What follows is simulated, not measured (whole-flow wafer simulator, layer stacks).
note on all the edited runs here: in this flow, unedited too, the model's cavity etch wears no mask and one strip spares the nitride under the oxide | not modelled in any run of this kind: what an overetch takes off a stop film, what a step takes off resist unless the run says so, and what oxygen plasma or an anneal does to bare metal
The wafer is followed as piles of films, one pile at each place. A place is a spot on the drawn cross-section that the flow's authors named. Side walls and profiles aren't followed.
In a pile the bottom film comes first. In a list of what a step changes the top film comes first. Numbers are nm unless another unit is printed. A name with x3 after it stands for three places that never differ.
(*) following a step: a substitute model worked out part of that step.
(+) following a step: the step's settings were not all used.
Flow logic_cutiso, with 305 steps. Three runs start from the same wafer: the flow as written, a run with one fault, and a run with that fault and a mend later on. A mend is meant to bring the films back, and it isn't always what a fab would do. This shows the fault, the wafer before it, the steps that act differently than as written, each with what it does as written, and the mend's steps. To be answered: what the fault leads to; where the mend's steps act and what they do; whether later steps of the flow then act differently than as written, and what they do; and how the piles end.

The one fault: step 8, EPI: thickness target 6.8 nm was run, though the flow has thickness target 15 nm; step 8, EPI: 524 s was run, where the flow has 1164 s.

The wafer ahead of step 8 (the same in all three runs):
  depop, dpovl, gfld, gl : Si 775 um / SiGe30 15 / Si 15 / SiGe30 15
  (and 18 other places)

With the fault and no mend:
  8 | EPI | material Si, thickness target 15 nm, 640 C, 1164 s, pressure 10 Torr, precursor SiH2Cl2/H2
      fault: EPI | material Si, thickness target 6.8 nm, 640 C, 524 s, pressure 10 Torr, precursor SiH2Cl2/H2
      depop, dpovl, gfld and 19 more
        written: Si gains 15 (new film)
        fault: Si gains 6.75 (new film)
  Steps later in the flow that act otherwise than as written (2 other steps are not shown; they differ only slightly, by no more than 2% or 0.5 nm, whichever is larger):
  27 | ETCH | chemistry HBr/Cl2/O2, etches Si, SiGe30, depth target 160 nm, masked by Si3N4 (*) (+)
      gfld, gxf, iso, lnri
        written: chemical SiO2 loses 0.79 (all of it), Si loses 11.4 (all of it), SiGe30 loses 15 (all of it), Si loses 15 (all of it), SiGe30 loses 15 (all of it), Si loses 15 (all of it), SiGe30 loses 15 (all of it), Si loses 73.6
        fault: chemical SiO2 loses 0.79 (all of it), Si loses 11.4 (all of it), SiGe30 loses 15 (all of it), Si loses 6.75 (all of it), SiGe30 loses 15 (all of it), Si loses 15 (all of it), SiGe30 loses 15 (all of it), Si loses 81.9
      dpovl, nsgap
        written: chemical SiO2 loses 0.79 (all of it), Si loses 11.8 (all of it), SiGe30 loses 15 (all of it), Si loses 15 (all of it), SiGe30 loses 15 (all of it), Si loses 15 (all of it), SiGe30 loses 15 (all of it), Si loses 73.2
        fault: chemical SiO2 loses 0.79 (all of it), Si loses 11.8 (all of it), SiGe30 loses 15 (all of it), Si loses 6.75 (all of it), SiGe30 loses 15 (all of it), Si loses 15 (all of it), SiGe30 loses 15 (all of it), Si loses 81.5
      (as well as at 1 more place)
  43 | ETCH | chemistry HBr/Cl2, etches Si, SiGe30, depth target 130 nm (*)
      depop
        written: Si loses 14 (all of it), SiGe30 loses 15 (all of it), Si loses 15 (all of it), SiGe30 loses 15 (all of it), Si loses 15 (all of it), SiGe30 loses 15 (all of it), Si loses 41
        fault: Si loses 14 (all of it), SiGe30 loses 15 (all of it), Si loses 6.75 (all of it), SiGe30 loses 15 (all of it), Si loses 15 (all of it), SiGe30 loses 15 (all of it), Si loses 49.2
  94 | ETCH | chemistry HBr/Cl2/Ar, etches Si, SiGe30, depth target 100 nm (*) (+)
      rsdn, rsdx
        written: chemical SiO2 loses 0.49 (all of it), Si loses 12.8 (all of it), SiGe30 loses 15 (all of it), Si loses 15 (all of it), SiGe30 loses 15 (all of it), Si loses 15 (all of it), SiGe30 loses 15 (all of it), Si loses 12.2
        fault: chemical SiO2 loses 0.49 (all of it), Si loses 12.8 (all of it), SiGe30 loses 15 (all of it), Si loses 6.75 (all of it), SiGe30 loses 15 (all of it), Si loses 15 (all of it), SiGe30 loses 15 (all of it), Si loses 20.4
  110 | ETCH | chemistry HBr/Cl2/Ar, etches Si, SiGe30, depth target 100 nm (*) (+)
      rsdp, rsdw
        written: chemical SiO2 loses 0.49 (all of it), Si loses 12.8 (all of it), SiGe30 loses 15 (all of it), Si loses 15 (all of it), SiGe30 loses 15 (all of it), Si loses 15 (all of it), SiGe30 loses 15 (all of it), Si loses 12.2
        fault: chemical SiO2 loses 0.49 (all of it), Si loses 12.8 (all of it), SiGe30 loses 15 (all of it), Si loses 6.75 (all of it), SiGe30 loses 15 (all of it), Si loses 15 (all of it), SiGe30 loses 15 (all of it), Si loses 20.4
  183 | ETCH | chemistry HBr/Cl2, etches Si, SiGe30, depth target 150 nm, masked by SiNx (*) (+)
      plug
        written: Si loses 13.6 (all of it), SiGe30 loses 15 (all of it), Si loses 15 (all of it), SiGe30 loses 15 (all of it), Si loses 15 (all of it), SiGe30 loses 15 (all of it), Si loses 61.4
        fault: Si loses 13.6 (all of it), SiGe30 loses 15 (all of it), Si loses 6.75 (all of it), SiGe30 loses 15 (all of it), Si loses 15 (all of it), SiGe30 loses 15 (all of it), Si loses 69.7
  By the end, the piles at gl, glp, gxn and 6 more depart from the flow's by more than 2% or 0.5 nm, whichever is larger.
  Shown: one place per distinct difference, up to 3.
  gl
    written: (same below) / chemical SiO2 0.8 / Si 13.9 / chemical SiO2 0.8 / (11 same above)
    fault: (same below) / chemical SiO2 0.8 / Si 5.67 / chemical SiO2 0.8 / (11 same above)
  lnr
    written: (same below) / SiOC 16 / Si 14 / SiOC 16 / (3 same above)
    fault: (same below) / SiOC 16 / Si 5.72 / SiOC 16 / (3 same above)
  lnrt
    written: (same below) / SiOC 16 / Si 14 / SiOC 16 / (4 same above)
    fault: (same below) / SiOC 16 / Si 5.72 / SiOC 16 / (4 same above)

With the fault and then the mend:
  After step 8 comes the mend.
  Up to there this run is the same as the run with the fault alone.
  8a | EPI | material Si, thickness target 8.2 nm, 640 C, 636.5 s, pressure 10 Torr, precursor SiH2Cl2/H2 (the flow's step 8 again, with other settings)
      depop, dpovl, gfld and 19 more
        Si gains 8.2
  None of the later steps of the flow differs from how it acts as written, at any place that is followed, by more than 2% or 0.5 nm, whichever is larger.
  At the end the piles are close to the flow's at the places that both follow, differing by at most 2% or 0.5 nm, whichever is larger.
